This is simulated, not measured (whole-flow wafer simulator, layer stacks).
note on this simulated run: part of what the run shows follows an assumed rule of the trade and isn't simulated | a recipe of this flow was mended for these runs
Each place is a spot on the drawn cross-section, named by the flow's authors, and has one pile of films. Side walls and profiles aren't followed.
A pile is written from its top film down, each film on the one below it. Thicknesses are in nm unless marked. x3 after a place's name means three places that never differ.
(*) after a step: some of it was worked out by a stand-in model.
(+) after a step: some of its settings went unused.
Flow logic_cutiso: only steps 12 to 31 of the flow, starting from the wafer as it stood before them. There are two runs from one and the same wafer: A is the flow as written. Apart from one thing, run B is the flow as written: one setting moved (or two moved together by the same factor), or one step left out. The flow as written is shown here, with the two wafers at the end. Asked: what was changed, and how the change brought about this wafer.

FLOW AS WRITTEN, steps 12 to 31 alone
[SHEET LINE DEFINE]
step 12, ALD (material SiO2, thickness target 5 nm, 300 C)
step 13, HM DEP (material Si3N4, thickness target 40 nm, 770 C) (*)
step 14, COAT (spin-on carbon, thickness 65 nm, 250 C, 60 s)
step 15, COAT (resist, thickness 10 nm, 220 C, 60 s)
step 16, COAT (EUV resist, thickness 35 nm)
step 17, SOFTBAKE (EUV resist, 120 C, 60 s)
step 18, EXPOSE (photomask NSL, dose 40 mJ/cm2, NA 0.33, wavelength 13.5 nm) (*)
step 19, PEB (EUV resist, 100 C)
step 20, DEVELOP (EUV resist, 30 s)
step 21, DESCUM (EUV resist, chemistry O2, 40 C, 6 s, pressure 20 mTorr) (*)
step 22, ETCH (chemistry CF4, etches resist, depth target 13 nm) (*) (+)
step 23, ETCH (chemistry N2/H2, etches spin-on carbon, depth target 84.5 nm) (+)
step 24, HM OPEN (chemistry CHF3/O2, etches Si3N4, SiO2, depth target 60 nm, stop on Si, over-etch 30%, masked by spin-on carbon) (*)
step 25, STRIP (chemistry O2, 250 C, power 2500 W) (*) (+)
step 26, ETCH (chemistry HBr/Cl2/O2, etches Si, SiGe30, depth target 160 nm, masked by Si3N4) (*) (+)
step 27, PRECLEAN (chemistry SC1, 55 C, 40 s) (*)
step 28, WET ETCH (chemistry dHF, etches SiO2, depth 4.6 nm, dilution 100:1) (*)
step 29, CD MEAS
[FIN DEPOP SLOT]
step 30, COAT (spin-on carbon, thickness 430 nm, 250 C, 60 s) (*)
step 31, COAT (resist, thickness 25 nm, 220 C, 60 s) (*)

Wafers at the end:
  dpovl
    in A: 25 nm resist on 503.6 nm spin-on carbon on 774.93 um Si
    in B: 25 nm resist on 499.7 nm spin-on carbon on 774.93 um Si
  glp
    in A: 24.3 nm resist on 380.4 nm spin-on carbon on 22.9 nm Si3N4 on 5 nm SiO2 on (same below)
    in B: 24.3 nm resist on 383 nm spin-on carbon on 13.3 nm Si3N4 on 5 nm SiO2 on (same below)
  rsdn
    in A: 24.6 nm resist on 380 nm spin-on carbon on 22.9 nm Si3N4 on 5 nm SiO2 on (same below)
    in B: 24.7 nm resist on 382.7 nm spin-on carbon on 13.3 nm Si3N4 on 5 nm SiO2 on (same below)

The reason: step 13, HM DEP: thickness target 30.4 nm was run, while the flow as written has thickness target 40 nm.

The path from the change to this, step by step:
  step 13, HM DEP (material Si3N4, thickness target 40 nm, 770 C) (*)
      depop, dpovl, gfld and 19 more: A Si3N4 gains 40 (new film) | B Si3N4 gains 30.4 (new film)
  step 24, HM OPEN (chemistry CHF3/O2, etches Si3N4, SiO2, depth target 60 nm, stop on Si, over-etch 30%, masked by spin-on carbon) (*)
      depop, gl, glp and 12 more: A resist loses 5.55 (all of it), spin-on carbon loses 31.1 | B resist loses 5.55 (all of it), spin-on carbon loses 22.8
      dpovl, gfld, gxf, iso, isow, lnri, nsgap: A Si3N4 loses 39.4 (all of it), SiO2 loses 5 (all of it), Si loses 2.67 | B Si3N4 loses 29.8 (all of it), SiO2 loses 5 (all of it), Si loses 2.09
  step 25, STRIP (chemistry O2, 250 C, power 2500 W) (*) (+)
      depop, gl, glp and 12 more: A spin-on carbon loses 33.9 (all of it) | B spin-on carbon loses 42.2 (all of it)
